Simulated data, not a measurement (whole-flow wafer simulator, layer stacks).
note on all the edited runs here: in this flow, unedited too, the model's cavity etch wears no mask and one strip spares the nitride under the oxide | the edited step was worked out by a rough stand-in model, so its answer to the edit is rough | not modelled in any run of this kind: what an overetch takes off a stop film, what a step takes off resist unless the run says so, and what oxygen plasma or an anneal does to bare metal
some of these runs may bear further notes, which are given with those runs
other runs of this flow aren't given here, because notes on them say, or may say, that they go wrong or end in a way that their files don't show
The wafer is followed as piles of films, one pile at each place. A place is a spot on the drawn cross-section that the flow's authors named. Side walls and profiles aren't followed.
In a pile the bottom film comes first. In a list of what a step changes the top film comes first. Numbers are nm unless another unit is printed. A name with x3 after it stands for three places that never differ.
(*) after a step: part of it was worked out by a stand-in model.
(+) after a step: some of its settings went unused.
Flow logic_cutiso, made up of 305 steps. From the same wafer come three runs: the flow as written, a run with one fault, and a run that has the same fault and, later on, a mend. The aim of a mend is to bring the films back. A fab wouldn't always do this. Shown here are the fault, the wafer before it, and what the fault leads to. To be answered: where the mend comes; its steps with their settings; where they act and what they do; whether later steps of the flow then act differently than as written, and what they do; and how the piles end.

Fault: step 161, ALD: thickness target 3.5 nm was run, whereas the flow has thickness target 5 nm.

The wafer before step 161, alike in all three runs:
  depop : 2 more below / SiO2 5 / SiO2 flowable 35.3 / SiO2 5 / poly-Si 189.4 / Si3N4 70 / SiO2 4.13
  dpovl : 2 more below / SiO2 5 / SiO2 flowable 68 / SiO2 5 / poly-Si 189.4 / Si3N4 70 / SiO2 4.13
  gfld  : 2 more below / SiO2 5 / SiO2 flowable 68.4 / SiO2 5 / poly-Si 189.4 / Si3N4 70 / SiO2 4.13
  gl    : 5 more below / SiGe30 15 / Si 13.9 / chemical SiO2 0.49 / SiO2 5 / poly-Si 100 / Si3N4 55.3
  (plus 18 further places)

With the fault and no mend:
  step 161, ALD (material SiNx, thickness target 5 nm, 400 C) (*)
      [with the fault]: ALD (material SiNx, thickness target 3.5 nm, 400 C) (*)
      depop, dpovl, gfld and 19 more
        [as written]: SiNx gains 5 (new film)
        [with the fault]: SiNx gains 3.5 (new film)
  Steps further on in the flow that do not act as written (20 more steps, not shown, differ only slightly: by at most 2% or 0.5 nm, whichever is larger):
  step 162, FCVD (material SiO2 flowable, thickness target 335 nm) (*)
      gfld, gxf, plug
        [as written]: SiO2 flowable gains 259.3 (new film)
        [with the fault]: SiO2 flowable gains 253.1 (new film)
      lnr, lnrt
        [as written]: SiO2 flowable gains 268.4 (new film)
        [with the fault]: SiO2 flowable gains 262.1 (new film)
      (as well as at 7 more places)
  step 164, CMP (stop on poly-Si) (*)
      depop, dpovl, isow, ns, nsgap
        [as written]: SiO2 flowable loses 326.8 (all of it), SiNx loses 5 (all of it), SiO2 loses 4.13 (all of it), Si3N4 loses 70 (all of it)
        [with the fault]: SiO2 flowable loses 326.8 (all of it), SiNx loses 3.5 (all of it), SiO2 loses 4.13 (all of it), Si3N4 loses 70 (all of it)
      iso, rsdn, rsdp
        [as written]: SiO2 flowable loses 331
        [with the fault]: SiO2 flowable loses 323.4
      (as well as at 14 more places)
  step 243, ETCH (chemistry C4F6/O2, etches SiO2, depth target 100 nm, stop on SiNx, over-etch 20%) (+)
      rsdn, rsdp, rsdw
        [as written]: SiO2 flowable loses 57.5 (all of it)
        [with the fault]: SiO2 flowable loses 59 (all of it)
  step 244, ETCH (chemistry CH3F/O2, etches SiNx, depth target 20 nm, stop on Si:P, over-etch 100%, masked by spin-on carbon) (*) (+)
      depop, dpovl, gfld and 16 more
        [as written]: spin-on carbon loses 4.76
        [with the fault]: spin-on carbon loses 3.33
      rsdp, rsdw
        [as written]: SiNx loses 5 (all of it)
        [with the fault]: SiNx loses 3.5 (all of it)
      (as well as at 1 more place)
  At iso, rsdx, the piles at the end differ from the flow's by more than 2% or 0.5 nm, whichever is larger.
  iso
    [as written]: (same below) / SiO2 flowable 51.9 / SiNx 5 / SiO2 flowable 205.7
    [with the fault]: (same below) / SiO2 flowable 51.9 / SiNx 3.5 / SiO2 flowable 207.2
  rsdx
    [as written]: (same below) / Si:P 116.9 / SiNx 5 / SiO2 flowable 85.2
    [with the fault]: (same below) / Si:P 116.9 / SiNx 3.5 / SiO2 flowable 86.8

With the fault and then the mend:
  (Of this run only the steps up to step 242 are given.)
  The mend stands after step 161.
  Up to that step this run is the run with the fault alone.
  step 161a, ALD (material SiNx, thickness target 1.5 nm, 400 C) (*) (the flow's step 161, run once more with other settings)
      depop, dpovl, gfld and 19 more
        SiNx gains 1.5
  Later steps of the flow up to step 242 that are run all act as written at every place that is followed, up to a difference of at most 2% or 0.5 nm, whichever is larger.
  Once step 242 is done, the piles equal the flow's at every place that both follow.
